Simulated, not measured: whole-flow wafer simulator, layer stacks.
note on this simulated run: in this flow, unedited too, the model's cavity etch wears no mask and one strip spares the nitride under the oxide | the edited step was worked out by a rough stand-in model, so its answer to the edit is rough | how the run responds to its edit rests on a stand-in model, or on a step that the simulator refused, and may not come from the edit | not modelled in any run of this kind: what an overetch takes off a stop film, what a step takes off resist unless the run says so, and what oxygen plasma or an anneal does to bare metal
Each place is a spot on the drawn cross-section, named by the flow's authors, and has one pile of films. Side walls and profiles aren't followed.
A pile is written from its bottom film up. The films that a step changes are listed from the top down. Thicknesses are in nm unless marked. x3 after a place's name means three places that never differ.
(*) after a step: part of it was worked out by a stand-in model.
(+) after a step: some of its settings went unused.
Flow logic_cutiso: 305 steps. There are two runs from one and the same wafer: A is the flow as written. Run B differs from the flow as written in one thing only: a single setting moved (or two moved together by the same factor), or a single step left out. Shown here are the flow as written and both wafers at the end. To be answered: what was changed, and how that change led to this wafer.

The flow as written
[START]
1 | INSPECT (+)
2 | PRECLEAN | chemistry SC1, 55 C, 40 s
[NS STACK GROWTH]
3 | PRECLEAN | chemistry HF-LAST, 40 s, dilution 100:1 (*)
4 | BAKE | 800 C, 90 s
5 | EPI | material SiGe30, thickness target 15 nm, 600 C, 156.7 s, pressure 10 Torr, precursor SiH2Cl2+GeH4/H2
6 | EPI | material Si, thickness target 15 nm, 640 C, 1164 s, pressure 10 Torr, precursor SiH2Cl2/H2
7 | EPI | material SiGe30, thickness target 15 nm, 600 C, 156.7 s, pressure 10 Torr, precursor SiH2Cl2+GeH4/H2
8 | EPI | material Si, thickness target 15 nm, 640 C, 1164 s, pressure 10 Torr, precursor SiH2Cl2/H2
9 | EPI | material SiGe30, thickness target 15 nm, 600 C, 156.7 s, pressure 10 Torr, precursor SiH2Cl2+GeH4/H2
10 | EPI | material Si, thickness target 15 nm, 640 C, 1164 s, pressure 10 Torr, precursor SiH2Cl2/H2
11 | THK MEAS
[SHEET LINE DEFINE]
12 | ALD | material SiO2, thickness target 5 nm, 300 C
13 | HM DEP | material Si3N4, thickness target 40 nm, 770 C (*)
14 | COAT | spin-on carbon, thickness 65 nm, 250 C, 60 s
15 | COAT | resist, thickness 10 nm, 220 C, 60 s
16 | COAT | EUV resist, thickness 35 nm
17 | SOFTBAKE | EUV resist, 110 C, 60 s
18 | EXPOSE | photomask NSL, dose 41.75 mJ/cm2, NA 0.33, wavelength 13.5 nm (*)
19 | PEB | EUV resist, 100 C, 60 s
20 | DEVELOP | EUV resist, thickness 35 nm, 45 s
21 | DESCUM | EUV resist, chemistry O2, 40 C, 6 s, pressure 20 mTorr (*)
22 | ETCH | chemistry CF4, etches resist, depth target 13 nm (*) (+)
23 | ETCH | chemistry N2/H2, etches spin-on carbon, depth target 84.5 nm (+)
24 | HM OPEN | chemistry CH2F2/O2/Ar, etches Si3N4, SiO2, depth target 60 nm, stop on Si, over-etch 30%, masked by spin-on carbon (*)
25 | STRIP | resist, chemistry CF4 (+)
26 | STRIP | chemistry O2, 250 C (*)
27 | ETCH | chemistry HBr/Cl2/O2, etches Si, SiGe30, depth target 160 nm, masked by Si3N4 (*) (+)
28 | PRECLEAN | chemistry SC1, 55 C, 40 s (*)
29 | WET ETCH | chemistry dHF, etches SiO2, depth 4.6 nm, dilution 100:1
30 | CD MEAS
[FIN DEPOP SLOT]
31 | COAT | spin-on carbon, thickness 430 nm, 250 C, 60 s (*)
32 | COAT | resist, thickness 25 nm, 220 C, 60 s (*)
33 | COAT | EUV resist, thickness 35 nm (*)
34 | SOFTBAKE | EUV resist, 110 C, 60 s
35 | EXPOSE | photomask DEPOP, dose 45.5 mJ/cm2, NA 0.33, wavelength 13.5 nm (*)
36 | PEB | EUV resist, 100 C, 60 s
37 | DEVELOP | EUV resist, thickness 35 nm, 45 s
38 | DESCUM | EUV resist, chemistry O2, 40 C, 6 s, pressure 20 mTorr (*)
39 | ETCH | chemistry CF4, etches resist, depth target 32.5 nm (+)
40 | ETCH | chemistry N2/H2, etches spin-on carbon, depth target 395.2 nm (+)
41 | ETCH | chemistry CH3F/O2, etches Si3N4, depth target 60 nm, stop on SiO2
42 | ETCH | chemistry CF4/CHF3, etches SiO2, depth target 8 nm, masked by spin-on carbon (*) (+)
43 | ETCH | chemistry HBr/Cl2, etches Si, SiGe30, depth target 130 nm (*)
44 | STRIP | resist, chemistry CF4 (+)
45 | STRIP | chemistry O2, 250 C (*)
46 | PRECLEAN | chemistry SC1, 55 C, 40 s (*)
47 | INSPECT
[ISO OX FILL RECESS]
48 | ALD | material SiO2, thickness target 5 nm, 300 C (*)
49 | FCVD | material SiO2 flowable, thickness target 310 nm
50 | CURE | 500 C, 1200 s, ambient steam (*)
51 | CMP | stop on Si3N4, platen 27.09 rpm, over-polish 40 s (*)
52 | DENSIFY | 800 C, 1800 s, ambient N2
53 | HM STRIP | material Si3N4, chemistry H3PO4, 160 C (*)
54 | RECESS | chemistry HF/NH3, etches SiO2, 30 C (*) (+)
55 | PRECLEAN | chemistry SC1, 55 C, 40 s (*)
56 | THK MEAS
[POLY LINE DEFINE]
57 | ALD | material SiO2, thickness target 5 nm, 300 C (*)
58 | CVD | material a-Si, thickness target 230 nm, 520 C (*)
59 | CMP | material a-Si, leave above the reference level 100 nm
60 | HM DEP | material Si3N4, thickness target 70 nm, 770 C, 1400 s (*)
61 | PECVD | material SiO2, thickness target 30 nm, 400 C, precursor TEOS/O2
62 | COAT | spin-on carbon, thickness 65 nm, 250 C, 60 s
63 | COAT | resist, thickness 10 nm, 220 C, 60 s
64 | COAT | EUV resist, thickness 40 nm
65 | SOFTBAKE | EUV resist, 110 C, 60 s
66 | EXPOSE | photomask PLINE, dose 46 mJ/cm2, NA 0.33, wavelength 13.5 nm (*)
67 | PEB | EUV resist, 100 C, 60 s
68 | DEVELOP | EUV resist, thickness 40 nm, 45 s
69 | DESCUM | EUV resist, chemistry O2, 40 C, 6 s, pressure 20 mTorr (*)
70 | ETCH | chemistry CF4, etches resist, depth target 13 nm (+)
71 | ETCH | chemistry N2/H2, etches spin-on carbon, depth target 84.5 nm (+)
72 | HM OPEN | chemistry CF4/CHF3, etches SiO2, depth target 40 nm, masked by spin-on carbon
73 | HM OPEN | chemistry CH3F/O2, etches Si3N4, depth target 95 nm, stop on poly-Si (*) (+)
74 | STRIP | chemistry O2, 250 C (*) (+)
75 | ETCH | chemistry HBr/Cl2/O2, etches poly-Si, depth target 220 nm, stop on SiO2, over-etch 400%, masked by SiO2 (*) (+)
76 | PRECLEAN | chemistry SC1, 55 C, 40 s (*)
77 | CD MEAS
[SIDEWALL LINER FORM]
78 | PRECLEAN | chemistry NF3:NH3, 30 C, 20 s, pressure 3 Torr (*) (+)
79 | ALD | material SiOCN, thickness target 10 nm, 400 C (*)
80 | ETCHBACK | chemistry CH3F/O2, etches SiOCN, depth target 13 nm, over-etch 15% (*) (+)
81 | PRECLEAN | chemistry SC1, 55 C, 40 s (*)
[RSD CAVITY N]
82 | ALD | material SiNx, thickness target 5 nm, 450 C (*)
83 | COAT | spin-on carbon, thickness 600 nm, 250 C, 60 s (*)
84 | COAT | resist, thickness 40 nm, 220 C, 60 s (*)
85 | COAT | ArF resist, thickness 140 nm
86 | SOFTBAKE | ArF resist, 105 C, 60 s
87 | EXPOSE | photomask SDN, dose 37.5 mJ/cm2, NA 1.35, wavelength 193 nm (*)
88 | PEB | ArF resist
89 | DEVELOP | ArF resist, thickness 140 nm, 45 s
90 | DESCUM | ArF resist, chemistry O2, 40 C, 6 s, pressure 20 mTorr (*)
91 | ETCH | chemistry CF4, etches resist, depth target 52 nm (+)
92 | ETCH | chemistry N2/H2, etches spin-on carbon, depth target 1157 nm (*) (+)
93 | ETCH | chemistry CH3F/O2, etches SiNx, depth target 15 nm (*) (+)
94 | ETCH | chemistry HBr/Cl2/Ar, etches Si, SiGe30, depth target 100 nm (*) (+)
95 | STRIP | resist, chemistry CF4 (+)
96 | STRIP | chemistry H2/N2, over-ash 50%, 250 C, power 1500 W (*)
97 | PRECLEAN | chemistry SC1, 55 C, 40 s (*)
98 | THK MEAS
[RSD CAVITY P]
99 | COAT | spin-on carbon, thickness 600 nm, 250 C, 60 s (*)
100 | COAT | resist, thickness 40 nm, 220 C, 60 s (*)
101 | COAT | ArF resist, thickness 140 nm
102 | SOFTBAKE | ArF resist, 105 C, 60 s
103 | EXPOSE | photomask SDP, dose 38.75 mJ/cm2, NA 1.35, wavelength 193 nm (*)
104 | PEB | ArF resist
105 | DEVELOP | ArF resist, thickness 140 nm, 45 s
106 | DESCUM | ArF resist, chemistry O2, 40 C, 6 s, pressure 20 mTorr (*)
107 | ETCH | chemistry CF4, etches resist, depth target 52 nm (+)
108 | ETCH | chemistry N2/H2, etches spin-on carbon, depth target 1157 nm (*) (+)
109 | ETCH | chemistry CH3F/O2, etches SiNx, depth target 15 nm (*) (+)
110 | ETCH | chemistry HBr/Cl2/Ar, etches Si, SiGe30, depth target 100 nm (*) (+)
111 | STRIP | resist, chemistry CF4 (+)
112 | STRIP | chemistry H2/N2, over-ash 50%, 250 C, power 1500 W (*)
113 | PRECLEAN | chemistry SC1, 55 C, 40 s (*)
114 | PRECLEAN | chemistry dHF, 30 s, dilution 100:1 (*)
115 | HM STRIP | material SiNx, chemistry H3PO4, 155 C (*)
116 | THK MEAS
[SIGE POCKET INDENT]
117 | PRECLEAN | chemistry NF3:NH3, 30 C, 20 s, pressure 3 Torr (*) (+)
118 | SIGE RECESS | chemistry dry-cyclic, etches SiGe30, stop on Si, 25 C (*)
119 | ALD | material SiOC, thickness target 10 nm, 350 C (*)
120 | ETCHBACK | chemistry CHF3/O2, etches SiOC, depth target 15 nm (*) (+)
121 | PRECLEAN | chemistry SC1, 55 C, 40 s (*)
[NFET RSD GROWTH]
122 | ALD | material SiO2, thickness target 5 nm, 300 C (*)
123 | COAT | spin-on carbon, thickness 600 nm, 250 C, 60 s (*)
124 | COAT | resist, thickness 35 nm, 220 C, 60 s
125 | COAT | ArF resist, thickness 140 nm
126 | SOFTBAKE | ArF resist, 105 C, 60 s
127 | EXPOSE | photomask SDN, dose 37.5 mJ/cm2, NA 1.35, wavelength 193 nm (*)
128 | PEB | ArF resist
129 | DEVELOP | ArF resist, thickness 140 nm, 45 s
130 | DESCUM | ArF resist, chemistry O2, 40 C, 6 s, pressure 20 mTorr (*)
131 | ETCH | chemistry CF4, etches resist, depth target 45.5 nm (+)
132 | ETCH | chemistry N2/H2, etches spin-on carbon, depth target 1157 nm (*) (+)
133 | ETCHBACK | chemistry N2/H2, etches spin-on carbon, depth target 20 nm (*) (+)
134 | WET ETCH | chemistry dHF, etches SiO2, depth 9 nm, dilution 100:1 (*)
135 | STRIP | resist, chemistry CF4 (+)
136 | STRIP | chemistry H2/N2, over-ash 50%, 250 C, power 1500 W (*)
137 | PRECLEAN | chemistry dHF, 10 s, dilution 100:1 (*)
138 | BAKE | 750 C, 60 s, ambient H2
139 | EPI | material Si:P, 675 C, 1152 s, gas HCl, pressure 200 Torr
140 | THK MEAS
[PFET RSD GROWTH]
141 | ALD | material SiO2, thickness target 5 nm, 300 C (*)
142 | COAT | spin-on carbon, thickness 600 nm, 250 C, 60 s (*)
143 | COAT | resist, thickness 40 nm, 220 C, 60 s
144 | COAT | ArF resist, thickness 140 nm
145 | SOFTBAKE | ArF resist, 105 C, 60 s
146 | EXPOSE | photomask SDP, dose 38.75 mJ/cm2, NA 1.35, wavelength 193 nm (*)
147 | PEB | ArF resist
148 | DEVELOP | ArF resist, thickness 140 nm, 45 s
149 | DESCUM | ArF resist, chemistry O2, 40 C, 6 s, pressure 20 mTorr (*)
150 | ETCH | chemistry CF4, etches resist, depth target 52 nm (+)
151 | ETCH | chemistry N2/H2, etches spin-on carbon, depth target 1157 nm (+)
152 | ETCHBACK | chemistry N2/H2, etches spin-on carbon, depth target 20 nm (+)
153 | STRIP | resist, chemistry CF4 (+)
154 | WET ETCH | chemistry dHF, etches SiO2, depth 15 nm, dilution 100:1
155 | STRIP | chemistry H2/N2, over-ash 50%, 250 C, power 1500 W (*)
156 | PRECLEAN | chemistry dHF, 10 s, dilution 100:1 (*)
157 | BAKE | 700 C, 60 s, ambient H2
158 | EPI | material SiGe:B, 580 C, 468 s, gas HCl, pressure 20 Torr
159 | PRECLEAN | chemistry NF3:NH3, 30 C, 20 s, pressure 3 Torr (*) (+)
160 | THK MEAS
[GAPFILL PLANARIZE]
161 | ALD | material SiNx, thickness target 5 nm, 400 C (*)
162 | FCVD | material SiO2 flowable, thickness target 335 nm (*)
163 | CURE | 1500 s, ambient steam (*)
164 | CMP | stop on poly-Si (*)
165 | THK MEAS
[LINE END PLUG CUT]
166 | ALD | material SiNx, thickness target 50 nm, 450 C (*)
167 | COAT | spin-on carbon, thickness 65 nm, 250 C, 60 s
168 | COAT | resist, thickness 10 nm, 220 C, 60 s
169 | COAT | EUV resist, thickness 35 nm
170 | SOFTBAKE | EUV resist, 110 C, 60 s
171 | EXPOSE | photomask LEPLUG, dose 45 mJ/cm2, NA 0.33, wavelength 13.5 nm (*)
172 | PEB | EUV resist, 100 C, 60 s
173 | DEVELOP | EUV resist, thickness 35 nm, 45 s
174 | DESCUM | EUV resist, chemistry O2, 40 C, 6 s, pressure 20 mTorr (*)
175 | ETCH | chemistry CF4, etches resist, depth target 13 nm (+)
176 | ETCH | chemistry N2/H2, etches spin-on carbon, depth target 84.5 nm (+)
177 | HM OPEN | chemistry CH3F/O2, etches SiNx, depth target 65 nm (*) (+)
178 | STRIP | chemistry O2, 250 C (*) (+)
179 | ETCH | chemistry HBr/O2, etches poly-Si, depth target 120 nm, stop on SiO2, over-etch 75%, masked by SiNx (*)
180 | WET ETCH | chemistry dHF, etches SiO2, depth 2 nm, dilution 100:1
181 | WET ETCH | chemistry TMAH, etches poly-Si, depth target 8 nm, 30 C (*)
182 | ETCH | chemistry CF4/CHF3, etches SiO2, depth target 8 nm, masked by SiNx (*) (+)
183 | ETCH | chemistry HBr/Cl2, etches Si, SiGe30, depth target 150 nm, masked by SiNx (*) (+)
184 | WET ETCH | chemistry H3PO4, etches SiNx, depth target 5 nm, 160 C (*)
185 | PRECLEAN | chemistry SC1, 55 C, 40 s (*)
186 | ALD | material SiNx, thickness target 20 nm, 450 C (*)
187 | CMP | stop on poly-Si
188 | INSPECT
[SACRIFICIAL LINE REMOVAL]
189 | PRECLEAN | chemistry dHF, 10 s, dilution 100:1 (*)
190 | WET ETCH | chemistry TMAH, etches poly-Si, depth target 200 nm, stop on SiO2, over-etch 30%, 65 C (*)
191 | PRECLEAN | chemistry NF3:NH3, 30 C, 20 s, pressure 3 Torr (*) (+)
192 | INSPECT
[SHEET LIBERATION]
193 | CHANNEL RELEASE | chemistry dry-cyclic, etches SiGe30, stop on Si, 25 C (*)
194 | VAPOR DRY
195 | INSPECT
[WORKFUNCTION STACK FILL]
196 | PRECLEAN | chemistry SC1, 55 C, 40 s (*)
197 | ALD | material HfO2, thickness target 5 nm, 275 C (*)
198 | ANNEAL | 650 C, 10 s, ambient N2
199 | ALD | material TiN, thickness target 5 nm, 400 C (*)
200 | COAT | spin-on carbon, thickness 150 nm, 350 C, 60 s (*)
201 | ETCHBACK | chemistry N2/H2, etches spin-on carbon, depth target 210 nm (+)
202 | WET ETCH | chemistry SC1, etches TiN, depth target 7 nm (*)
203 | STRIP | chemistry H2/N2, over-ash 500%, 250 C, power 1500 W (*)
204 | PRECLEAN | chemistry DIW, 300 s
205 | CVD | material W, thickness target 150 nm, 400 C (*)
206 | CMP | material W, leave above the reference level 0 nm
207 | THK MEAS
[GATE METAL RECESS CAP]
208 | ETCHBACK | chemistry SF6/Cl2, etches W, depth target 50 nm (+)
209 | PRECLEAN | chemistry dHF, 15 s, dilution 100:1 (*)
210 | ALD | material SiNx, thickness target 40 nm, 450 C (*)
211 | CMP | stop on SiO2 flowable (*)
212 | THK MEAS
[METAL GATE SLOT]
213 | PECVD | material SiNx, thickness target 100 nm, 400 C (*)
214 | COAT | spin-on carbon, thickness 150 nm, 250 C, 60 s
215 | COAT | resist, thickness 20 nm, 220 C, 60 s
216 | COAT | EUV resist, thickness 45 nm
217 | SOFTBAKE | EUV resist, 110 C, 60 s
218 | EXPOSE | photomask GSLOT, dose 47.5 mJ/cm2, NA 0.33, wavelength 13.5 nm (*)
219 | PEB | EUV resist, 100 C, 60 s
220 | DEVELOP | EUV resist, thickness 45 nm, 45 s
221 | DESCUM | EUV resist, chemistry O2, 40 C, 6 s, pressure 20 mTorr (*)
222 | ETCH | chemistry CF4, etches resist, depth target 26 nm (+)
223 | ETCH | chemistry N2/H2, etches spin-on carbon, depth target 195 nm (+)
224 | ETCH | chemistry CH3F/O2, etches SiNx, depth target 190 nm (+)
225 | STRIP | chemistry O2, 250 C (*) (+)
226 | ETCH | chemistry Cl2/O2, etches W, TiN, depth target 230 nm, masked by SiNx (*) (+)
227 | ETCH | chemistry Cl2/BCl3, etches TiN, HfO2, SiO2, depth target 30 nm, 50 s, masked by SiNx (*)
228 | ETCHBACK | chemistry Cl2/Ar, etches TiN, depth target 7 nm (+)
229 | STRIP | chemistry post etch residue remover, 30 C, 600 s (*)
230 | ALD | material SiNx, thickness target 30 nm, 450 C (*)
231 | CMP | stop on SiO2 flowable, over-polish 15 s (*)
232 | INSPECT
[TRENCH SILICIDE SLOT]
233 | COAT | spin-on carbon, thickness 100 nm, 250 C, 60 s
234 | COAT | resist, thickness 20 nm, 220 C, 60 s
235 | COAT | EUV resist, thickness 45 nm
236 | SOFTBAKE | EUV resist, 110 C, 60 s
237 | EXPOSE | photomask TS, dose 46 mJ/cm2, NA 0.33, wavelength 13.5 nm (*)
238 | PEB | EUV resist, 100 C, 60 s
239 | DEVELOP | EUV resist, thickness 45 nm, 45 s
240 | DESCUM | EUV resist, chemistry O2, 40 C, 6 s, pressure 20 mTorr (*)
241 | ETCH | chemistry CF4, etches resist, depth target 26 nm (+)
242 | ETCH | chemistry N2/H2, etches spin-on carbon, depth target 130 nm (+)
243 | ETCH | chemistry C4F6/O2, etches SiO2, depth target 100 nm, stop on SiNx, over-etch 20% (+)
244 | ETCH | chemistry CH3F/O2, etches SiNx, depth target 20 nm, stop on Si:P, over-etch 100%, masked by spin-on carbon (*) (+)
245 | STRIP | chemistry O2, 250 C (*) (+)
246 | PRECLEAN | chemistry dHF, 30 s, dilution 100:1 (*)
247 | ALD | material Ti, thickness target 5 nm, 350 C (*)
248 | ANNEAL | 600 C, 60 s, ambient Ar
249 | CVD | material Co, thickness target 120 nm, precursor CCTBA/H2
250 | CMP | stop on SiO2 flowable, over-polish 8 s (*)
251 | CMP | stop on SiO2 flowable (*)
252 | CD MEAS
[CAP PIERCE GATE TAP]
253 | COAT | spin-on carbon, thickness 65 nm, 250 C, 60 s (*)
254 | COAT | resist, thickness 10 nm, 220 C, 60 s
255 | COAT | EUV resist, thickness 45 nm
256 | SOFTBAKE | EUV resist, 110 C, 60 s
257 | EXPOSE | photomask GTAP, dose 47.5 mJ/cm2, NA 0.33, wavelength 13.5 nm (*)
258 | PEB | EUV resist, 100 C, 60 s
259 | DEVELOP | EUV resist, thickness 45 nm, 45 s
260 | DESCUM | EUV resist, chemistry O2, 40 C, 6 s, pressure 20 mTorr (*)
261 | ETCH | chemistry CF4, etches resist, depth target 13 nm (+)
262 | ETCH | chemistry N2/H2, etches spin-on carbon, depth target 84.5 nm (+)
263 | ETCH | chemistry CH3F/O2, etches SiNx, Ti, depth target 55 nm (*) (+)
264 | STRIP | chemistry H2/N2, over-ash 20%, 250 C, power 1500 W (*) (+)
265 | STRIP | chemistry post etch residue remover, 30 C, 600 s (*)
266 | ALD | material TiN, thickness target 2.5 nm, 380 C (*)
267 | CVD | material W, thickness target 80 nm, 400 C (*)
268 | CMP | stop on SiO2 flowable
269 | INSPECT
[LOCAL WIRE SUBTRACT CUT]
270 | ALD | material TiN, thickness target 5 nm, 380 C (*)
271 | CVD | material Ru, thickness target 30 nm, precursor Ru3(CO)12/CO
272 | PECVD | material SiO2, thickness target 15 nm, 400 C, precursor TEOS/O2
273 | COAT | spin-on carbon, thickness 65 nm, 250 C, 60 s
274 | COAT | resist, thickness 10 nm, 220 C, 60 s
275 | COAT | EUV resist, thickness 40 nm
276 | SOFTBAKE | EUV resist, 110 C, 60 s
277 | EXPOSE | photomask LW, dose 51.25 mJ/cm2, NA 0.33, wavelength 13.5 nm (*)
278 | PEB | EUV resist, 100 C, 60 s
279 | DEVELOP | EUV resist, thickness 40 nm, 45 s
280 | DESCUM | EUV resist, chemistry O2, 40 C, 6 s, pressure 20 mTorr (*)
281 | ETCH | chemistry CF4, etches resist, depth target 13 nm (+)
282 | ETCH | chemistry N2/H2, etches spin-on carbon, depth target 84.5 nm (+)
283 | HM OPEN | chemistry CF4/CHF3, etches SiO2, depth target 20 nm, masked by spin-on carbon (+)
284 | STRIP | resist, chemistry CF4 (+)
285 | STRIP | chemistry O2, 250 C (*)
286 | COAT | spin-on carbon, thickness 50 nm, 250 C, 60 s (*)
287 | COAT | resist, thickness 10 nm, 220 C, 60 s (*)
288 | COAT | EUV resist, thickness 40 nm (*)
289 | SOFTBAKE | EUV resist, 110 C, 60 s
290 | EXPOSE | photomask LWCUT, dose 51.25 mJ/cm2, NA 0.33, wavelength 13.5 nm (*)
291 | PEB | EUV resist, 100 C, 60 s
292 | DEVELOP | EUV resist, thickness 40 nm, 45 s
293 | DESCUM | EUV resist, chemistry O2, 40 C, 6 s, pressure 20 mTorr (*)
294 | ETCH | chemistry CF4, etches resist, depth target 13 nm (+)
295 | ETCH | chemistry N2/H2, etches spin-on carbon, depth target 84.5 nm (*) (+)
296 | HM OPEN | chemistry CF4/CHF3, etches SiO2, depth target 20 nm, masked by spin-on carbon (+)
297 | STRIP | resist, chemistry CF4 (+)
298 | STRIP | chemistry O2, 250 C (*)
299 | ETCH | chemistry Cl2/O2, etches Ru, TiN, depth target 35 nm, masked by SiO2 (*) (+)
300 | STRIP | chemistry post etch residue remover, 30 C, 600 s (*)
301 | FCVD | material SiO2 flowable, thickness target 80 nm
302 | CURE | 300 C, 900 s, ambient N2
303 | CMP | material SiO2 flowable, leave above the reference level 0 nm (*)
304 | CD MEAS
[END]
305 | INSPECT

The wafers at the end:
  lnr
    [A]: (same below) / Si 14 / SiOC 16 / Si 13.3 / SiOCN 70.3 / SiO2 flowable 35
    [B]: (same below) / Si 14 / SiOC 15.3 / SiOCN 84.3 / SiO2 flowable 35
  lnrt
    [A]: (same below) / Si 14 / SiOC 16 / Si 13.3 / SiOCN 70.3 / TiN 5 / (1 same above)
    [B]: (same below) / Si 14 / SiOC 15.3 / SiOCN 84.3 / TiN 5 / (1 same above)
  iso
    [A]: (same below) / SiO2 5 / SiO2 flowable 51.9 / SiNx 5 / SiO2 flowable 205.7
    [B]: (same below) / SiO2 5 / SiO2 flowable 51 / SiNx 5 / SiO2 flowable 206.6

The reason: step 75, ETCH: depth target 253 nm was run, though the flow has depth target 220 nm.

How this came from the change, step by step:
  75 | ETCH | chemistry HBr/Cl2/O2, etches poly-Si, depth target 220 nm, stop on SiO2, over-etch 400%, masked by SiO2 (*) (+)
      lnr, lnrp, lnrt, rsdn, rsdp, rsdw, rsdx: A chemical SiO2 loses 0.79 (all of it), poly-Si loses 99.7 (all of it), SiO2 loses 5 (all of it) | B chemical SiO2 loses 0.79 (all of it), poly-Si loses 99.7 (all of it), SiO2 loses 5 (all of it), chemical SiO2 loses 0.49 (all of it), Si loses 13.9 (all of it)
      iso, lnri: A chemical SiO2 loses 0.79 (all of it), poly-Si loses 189.1 (all of it), SiO2 loses 4.55 | B chemical SiO2 loses 0.79 (all of it), poly-Si loses 189.1 (all of it), SiO2 loses 5 (all of it), SiO2 flowable loses 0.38
  80 | ETCHBACK | chemistry CH3F/O2, etches SiOCN, depth target 13 nm, over-etch 15% (*) (+)
      rsdn, rsdp, rsdw, rsdx: A SiOCN loses 10 (all of it), Si loses 0.7 | B SiOCN loses 10 (all of it), SiGe30 loses 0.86
      lnr, lnrp, lnrt: A SiOCN gains 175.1 | B SiOCN gains 189.1
  94 | ETCH | chemistry HBr/Cl2/Ar, etches Si, SiGe30, depth target 100 nm (*) (+)
      rsdn, rsdx: A chemical SiO2 loses 0.49 (all of it), Si loses 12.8 (all of it), SiGe30 loses 15 (all of it), Si loses 15 (all of it), SiGe30 loses 15 (all of it), Si loses 15 (all of it), SiGe30 loses 15 (all of it), Si loses 12.2 | B chemical SiO2 loses 0.49 (all of it), SiGe30 loses 13.7 (all of it), Si loses 15 (all of it), SiGe30 loses 15 (all of it), Si loses 15 (all of it), SiGe30 loses 15 (all of it), Si loses 26.3
  110 | ETCH | chemistry HBr/Cl2/Ar, etches Si, SiGe30, depth target 100 nm (*) (+)
      rsdp, rsdw: A chemical SiO2 loses 0.49 (all of it), Si loses 12.8 (all of it), SiGe30 loses 15 (all of it), Si loses 15 (all of it), SiGe30 loses 15 (all of it), Si loses 15 (all of it), SiGe30 loses 15 (all of it), Si loses 12.2 | B chemical SiO2 loses 0.49 (all of it), SiGe30 loses 13.7 (all of it), Si loses 15 (all of it), SiGe30 loses 15 (all of it), Si loses 15 (all of it), SiGe30 loses 15 (all of it), Si loses 26.3
  118 | SIGE RECESS | chemistry dry-cyclic, etches SiGe30, stop on Si, 25 C (*)
      lnr, lnrp, lnrt: A SiOCN loses 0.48, Si loses 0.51, cavity gains 16 (new film), SiGe30 loses 15 (all of it), Si loses 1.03, cavity gains 16 (new film), SiGe30 loses 15 (all of it), Si loses 1.03, cavity gains 16 (new film), SiGe30 loses 15 (all of it), Si loses 0.51 | B SiOCN loses 0.48, cavity gains 15.3 (new film), SiGe30 loses 14.8 (all of it), Si loses 1.03, cavity gains 16 (new film), SiGe30 loses 15 (all of it), Si loses 1.03, cavity gains 16 (new film), SiGe30 loses 15 (all of it), Si loses 0.51
  119 | ALD | material SiOC, thickness target 10 nm, 350 C (*)
      lnr, lnrp, lnrt: A SiOC gains 10 (new film), SiOC gains 16 (new film), cavity loses 16 (all of it), SiOC gains 16 (new film), cavity loses 16 (all of it), SiOC gains 16 (new film), cavity loses 16 (all of it) | B SiOC gains 10 (new film), SiOC gains 15.3 (new film), cavity loses 15.3 (all of it), SiOC gains 16 (new film), cavity loses 16 (all of it), SiOC gains 16 (new film), cavity loses 16 (all of it)
  135 | STRIP | resist, chemistry CF4 (+)
      gl: A Si3N4 loses 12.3 | B Si3N4 loses 11.7
  139 | EPI | material Si:P, 675 C, 1152 s, gas HCl, pressure 200 Torr
      rsdn, rsdx: A Si:P gains 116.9 (new film) | B Si:P gains 131 (new film)
  141 | ALD | material SiO2, thickness target 5 nm, 300 C (*)
      gxn: A SiO2 gains 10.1 (new film) | B SiO2 gains 6.14 (new film)
  158 | EPI | material SiGe:B, 580 C, 468 s, gas HCl, pressure 20 Torr
      rsdp, rsdw: A SiGe:B gains 116.8 (new film) | B SiGe:B gains 131 (new film)
  159 | PRECLEAN | chemistry NF3:NH3, 30 C, 20 s, pressure 3 Torr (*) (+)
      gxn: A SiO2 loses 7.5 | B SiO2 loses 4.62 (all of it), Si3N4 loses 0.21
  164 | CMP | stop on poly-Si (*)
      gxn: A SiO2 flowable loses 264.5 (all of it), SiNx loses 5 (all of it), SiO2 loses 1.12 (all of it), Si3N4 loses 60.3 (all of it) | B SiO2 flowable loses 265.5 (all of it), SiNx loses 5 (all of it), Si3N4 loses 60.4 (all of it)
